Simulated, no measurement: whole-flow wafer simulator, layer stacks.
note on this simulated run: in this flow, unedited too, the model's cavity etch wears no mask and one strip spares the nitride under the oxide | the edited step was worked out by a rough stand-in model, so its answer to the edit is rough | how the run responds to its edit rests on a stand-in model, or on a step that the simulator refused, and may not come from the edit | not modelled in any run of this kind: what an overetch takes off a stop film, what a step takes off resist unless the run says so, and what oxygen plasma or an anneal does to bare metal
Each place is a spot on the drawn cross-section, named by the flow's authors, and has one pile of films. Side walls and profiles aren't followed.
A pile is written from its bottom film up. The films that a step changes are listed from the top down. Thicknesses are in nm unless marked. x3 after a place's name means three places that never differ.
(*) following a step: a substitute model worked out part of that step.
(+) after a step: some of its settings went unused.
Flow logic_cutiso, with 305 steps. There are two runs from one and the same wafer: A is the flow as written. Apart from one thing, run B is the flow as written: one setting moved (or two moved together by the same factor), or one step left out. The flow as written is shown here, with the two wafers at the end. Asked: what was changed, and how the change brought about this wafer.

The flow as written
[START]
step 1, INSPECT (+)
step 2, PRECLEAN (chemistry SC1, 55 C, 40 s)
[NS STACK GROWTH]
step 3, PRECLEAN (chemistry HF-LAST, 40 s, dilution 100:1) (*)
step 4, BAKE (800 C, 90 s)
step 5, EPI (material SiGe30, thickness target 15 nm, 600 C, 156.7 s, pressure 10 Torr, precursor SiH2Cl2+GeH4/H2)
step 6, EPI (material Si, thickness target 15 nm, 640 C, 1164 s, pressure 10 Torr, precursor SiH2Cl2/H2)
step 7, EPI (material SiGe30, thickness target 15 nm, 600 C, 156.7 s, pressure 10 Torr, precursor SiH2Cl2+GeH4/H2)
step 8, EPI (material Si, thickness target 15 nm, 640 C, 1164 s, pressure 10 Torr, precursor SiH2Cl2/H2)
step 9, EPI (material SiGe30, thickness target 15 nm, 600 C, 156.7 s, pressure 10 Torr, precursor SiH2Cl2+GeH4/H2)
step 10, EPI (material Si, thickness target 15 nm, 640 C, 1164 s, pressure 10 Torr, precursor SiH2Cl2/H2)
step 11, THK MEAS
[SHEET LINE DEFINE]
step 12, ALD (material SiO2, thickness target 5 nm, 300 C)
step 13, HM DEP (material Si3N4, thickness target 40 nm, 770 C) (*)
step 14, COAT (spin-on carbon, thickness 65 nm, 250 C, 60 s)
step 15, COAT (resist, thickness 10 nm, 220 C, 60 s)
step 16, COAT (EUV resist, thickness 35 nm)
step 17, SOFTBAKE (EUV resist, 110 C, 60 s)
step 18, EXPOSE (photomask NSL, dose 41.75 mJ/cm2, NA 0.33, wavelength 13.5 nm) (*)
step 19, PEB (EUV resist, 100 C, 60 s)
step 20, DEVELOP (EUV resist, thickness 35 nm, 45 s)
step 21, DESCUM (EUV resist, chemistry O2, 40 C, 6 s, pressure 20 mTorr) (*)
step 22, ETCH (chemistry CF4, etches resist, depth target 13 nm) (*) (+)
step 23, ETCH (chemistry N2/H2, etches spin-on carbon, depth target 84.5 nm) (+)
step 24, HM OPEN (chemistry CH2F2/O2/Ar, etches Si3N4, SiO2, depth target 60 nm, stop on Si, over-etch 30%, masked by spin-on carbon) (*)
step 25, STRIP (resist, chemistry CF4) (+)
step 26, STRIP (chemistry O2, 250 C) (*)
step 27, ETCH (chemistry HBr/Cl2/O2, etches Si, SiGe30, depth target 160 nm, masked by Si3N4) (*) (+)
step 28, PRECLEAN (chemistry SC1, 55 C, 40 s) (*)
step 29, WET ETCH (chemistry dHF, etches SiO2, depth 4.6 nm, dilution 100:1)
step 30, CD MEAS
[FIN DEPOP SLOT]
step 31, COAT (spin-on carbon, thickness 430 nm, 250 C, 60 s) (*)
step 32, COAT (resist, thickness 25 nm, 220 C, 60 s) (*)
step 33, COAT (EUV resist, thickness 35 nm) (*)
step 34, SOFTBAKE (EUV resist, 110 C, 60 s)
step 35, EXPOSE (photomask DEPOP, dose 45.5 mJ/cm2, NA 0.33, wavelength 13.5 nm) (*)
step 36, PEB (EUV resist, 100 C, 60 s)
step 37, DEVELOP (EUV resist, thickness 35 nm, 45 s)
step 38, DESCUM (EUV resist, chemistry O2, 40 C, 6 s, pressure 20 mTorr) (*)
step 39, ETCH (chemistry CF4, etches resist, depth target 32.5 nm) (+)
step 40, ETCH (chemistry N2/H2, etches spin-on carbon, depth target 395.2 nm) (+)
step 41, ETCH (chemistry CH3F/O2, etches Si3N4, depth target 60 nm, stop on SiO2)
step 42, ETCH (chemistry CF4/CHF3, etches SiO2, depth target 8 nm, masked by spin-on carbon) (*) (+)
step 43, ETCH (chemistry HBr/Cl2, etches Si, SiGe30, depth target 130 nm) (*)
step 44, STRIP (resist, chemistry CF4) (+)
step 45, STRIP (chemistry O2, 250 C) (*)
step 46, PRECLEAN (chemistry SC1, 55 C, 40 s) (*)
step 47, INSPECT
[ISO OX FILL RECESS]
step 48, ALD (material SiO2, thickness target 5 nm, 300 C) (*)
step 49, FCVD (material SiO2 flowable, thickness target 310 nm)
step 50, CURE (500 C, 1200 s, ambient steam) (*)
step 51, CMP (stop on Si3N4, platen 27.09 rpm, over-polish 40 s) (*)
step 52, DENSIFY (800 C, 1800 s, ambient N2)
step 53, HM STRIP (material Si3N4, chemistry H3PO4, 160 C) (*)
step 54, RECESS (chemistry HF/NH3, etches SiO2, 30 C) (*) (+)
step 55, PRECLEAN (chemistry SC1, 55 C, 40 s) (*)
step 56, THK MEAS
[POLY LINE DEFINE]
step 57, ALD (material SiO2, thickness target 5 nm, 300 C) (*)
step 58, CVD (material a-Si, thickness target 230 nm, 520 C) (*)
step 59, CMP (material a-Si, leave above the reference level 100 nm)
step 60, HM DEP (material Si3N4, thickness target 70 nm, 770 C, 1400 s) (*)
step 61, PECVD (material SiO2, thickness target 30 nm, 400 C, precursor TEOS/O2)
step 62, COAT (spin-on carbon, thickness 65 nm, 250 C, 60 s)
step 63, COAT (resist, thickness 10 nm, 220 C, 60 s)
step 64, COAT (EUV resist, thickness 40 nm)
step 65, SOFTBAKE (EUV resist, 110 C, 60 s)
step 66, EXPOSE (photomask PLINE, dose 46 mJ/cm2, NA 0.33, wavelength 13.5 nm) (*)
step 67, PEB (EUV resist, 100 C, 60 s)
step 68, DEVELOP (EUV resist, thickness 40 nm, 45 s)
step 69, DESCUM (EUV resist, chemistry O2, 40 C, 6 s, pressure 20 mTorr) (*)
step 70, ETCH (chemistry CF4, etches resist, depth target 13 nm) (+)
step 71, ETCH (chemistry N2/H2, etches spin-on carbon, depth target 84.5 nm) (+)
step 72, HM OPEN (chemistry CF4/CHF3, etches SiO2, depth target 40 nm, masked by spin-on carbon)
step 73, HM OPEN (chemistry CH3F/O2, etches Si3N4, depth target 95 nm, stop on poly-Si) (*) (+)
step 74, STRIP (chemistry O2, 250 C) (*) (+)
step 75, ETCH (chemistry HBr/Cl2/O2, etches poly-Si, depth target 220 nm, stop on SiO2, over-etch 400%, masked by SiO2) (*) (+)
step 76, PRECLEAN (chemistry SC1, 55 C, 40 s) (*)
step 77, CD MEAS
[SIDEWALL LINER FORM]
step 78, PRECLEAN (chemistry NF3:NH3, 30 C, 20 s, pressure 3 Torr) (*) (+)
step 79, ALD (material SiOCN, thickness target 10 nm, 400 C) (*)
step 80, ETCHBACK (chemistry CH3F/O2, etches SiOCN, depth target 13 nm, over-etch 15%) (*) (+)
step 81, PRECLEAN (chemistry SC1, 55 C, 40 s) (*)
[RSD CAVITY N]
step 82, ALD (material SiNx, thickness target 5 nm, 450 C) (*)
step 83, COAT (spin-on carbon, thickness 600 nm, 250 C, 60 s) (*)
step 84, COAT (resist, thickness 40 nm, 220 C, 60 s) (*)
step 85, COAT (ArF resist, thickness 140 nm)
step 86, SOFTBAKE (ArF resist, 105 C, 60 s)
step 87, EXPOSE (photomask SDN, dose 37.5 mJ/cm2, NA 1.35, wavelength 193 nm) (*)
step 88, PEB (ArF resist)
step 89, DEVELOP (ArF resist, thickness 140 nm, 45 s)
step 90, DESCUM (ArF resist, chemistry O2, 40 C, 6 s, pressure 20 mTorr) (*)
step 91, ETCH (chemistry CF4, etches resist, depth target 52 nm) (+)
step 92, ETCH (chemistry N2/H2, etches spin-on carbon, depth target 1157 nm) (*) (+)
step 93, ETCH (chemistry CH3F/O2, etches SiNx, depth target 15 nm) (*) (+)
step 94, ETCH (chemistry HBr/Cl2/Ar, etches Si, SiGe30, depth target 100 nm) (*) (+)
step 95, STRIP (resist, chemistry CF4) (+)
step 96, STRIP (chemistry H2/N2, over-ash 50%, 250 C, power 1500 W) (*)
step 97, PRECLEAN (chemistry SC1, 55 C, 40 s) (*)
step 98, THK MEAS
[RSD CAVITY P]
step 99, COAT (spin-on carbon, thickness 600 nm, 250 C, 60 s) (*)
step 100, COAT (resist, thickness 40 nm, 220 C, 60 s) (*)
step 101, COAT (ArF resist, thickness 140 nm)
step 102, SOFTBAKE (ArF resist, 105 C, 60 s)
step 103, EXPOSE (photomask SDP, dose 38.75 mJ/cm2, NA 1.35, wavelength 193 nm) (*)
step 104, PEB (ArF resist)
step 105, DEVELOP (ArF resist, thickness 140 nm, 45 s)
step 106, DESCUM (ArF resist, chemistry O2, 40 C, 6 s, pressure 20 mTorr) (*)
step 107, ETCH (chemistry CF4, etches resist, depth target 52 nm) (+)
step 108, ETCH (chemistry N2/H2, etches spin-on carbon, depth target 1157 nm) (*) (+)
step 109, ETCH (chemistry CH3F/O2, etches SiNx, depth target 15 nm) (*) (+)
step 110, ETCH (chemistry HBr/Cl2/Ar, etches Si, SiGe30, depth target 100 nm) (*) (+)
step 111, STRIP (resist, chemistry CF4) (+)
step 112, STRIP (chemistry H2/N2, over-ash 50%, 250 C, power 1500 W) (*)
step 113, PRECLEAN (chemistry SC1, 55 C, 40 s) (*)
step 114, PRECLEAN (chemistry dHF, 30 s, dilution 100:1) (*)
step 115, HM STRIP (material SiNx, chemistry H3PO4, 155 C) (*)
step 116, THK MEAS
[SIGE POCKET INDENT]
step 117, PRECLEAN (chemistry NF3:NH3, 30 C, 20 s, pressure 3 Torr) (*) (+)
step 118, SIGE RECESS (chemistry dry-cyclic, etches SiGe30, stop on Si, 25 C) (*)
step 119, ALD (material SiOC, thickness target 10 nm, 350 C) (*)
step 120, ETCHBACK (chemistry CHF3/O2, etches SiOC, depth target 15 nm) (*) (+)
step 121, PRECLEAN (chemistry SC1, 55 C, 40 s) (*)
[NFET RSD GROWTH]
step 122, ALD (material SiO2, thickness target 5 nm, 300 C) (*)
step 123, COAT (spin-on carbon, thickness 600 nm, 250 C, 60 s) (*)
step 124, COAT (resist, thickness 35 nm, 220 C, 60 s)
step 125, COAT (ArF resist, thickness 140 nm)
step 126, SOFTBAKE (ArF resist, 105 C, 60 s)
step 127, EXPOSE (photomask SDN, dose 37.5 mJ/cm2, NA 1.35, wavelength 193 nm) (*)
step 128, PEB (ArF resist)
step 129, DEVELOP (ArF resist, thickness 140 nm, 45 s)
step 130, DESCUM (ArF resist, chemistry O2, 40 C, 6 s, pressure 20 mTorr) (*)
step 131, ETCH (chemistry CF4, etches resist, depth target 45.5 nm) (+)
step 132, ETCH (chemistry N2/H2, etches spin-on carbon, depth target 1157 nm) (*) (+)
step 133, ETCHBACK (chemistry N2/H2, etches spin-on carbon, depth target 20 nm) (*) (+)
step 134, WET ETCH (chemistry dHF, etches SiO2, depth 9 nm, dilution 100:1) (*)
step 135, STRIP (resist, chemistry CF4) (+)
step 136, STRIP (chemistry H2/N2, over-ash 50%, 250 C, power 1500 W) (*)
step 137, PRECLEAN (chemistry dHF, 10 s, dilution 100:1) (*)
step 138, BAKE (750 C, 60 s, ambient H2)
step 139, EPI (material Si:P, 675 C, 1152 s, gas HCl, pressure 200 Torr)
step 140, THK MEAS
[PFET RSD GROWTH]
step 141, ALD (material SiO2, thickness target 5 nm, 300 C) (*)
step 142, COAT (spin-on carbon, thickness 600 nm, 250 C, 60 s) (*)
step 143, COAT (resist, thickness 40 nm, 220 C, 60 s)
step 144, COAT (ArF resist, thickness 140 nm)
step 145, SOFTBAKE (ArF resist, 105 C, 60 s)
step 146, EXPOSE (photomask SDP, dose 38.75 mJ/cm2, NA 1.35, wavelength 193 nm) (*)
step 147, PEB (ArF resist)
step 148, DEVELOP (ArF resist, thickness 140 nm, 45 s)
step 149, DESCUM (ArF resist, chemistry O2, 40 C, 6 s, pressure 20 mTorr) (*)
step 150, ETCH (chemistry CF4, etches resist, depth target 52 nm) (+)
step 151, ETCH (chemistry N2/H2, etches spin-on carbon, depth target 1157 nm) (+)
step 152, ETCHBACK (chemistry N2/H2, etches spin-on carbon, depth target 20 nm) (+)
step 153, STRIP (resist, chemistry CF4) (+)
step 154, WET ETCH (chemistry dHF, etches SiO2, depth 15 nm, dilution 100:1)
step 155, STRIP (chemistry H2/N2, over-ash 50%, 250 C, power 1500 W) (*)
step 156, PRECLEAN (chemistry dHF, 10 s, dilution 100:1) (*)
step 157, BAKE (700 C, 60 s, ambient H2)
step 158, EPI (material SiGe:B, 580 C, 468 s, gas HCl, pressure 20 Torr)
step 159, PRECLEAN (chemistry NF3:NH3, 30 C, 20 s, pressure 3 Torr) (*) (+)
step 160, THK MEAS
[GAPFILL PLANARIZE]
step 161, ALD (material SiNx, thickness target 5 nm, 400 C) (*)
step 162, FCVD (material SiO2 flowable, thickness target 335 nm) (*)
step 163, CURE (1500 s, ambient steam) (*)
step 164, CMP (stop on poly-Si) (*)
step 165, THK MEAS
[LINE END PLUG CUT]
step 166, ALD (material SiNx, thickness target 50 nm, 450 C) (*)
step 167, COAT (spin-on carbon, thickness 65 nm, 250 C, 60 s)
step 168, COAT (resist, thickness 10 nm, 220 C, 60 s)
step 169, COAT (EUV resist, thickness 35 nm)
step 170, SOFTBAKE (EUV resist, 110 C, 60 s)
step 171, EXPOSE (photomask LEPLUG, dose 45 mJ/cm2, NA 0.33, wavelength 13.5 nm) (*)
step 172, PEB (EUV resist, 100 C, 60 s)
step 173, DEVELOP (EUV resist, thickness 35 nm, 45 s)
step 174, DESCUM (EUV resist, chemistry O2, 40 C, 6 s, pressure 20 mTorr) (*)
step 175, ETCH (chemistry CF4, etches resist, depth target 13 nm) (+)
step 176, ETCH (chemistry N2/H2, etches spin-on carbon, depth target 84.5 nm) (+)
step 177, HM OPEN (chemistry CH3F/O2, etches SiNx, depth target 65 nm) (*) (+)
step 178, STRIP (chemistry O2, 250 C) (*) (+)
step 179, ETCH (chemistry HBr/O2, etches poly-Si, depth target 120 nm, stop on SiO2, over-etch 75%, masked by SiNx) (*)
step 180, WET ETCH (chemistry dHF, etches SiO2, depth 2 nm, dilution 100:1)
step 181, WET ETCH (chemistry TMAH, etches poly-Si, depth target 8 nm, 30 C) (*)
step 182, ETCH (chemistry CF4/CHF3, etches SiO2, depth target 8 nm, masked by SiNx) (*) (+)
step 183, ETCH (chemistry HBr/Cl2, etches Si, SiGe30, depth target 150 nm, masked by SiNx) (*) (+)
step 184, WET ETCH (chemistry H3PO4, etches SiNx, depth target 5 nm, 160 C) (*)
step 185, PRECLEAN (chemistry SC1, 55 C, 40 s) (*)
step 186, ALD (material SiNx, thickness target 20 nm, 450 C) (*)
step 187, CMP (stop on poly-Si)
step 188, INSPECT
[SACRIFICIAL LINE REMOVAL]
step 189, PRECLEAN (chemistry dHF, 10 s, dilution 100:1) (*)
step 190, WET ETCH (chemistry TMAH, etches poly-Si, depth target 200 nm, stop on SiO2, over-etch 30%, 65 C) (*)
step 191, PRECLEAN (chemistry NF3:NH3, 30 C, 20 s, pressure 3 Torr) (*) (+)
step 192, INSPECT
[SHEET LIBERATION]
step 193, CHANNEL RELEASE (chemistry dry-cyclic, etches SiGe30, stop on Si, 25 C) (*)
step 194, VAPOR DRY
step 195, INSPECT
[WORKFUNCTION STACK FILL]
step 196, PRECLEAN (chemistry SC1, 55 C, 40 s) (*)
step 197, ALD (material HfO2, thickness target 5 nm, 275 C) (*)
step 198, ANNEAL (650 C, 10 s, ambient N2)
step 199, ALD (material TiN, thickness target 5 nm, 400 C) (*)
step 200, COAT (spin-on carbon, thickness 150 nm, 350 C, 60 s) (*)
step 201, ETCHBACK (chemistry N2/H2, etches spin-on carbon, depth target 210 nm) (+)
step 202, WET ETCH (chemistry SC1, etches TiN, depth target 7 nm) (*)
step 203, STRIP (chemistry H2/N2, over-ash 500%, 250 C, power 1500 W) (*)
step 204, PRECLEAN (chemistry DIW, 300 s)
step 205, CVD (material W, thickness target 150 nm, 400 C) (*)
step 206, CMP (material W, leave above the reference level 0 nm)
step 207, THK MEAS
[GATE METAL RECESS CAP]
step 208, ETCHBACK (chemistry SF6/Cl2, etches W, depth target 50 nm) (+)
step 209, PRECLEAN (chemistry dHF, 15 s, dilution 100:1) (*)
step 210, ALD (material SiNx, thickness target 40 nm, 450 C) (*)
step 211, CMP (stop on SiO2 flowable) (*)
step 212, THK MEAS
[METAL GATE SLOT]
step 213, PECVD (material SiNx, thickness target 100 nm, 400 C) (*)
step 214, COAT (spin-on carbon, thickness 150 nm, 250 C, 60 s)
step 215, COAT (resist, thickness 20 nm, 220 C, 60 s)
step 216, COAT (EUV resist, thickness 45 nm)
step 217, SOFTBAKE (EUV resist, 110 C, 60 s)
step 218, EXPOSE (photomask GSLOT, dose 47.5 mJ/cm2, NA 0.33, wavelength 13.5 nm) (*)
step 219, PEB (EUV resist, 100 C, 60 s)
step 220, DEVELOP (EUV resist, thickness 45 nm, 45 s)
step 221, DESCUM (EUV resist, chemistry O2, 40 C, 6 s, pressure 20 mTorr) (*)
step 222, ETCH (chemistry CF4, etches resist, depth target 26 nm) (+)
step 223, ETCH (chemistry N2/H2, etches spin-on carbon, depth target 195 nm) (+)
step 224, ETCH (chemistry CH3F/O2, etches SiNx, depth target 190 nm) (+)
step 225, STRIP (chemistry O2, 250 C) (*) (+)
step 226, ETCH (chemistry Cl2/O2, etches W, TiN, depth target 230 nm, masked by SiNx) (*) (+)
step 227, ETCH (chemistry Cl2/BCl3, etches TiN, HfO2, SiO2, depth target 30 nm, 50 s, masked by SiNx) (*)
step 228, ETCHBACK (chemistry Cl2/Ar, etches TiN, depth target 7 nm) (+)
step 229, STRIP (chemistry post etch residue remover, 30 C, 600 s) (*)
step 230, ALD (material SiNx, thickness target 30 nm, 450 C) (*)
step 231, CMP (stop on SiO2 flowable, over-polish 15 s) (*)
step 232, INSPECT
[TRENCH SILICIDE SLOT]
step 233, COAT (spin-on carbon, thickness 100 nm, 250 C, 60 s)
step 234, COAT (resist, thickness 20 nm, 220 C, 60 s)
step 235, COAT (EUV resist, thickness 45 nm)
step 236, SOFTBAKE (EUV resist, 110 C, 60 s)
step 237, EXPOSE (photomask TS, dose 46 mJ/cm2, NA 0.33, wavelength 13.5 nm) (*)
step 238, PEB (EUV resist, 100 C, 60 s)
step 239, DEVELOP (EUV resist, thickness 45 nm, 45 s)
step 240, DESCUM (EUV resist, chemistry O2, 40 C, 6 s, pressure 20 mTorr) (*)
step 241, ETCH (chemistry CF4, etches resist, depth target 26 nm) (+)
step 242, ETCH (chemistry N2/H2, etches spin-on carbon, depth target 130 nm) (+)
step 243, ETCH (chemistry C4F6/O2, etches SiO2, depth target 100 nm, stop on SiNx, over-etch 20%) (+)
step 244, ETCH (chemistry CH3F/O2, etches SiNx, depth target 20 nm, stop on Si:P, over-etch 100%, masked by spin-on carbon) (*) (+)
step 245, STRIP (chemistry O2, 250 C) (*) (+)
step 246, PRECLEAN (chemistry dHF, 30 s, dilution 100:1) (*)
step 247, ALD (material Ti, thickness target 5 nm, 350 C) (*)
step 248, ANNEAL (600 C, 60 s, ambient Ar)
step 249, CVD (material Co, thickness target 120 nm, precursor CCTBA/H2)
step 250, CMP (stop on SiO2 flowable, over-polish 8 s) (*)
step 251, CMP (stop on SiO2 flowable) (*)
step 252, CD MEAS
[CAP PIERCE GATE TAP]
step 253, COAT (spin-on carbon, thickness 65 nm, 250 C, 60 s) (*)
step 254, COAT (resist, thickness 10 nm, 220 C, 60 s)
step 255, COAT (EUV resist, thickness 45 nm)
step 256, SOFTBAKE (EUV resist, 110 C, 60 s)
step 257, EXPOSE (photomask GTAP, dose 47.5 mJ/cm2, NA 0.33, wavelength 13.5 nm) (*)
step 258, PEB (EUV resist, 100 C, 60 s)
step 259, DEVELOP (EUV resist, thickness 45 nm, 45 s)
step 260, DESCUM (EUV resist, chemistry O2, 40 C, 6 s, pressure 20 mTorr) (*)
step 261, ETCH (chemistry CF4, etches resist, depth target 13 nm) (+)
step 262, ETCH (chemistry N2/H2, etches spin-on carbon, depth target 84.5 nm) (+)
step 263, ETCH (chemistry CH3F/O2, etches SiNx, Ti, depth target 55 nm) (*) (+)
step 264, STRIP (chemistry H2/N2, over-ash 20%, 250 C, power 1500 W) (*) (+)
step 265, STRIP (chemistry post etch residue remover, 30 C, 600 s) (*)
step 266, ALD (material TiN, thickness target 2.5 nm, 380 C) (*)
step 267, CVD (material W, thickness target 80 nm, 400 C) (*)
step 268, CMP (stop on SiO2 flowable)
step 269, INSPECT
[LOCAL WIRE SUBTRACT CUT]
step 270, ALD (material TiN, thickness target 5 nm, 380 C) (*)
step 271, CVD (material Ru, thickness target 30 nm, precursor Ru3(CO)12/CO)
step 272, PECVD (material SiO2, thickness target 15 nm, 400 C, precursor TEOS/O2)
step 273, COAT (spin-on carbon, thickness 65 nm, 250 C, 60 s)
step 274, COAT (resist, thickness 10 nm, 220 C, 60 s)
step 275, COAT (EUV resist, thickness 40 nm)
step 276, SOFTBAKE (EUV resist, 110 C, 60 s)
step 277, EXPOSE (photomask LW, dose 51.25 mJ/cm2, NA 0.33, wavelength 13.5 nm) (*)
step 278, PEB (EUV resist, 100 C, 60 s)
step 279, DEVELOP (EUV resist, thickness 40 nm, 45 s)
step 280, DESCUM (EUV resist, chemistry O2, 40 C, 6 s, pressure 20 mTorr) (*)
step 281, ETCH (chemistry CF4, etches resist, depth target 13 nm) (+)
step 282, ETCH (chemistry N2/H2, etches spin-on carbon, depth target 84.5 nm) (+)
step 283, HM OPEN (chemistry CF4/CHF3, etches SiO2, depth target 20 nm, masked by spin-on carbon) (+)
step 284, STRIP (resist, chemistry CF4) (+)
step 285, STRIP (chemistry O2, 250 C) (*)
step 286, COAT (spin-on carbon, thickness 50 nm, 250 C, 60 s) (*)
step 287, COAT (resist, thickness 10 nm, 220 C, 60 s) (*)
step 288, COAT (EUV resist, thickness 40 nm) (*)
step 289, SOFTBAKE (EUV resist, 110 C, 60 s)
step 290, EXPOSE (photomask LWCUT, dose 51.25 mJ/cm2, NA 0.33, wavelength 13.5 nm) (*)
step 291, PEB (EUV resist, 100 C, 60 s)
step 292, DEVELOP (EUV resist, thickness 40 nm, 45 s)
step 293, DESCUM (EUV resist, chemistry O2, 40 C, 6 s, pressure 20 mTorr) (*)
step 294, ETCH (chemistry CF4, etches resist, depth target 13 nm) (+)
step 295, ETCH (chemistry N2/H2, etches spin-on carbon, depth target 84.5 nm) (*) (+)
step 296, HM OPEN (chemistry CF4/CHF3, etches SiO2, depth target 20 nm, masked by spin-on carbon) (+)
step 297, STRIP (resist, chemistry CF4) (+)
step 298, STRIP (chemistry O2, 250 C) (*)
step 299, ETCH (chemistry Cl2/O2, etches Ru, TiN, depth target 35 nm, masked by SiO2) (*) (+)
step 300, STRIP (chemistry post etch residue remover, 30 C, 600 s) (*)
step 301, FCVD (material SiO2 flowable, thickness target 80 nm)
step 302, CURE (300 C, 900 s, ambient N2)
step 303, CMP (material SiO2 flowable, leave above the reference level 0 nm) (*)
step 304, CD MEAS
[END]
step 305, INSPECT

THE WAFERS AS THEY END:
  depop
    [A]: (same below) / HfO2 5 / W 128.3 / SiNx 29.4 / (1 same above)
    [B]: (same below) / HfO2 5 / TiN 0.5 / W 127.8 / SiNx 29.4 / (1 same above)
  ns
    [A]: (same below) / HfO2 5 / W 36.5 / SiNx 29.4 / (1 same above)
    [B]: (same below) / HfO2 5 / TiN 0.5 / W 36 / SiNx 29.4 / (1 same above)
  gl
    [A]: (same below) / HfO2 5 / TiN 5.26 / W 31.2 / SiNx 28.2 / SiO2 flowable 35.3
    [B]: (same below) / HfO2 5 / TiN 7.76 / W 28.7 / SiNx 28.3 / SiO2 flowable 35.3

What caused this: step 199, ALD: thickness target 7.5 nm was run, though the flow has thickness target 5 nm.

How this came from the change, step by step:
  step 199, ALD (material TiN, thickness target 5 nm, 400 C) (*)
      depop, dpovl, iso and 11 more: A +5 TiN (new film) | B +7.5 TiN (new film)
      gl, glp, tap: A +5.26 TiN (new film), +4.49 TiN (new film), -4.49 cavity (all of it), +4.49 TiN (new film), -4.49 cavity (all of it), +4.49 TiN (new film), -4.49 cavity (all of it) | B +7.76 TiN (new film), +4.49 TiN (new film), -4.49 cavity (all of it), +4.49 TiN (new film), -4.49 cavity (all of it), +4.49 TiN (new film), -4.49 cavity (all of it)
      (as well as at 5 more places)
  step 200, COAT (spin-on carbon, thickness 150 nm, 350 C, 60 s) (*)
      gl, glp: A +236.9 spin-on carbon (new film) | B +242.8 spin-on carbon (new film)
      gxn, gxp: A +236.9 spin-on carbon (new film) | B +242.9 spin-on carbon (new film)
      (as well as at 17 more places)
  step 201, ETCHBACK (chemistry N2/H2, etches spin-on carbon, depth target 210 nm) (+)
      lnr, lnrp: A -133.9 spin-on carbon (all of it) | B -139.6 spin-on carbon (all of it)
      rsdn, rsdw: A -145.8 spin-on carbon (all of it) | B -151.6 spin-on carbon (all of it)
      (as well as at 11 more places)
  step 202, WET ETCH (chemistry SC1, etches TiN, depth target 7 nm) (*)
      depop, dpovl, iso and 12 more: A -5 TiN (all of it) | B -7 TiN
  step 203, STRIP (chemistry H2/N2, over-ash 500%, 250 C, power 1500 W) (*)
      gl, glp: A -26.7 spin-on carbon (all of it) | B -32.7 spin-on carbon (all of it)
      gxn, gxp: A -26.8 spin-on carbon (all of it) | B -32.8 spin-on carbon (all of it)
      (as well as at 3 more places)
  step 205, CVD (material W, thickness target 150 nm, 400 C) (*)
      gxf: A +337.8 W (new film) | B +246.7 W (new film)
  step 226, ETCH (chemistry Cl2/O2, etches W, TiN, depth target 230 nm, masked by SiNx) (*) (+)
      gfld: A -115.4 W (all of it), -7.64 TiN (all of it), -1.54 HfO2 | B -112.9 W (all of it), -10.1 TiN (all of it), -1.54 HfO2
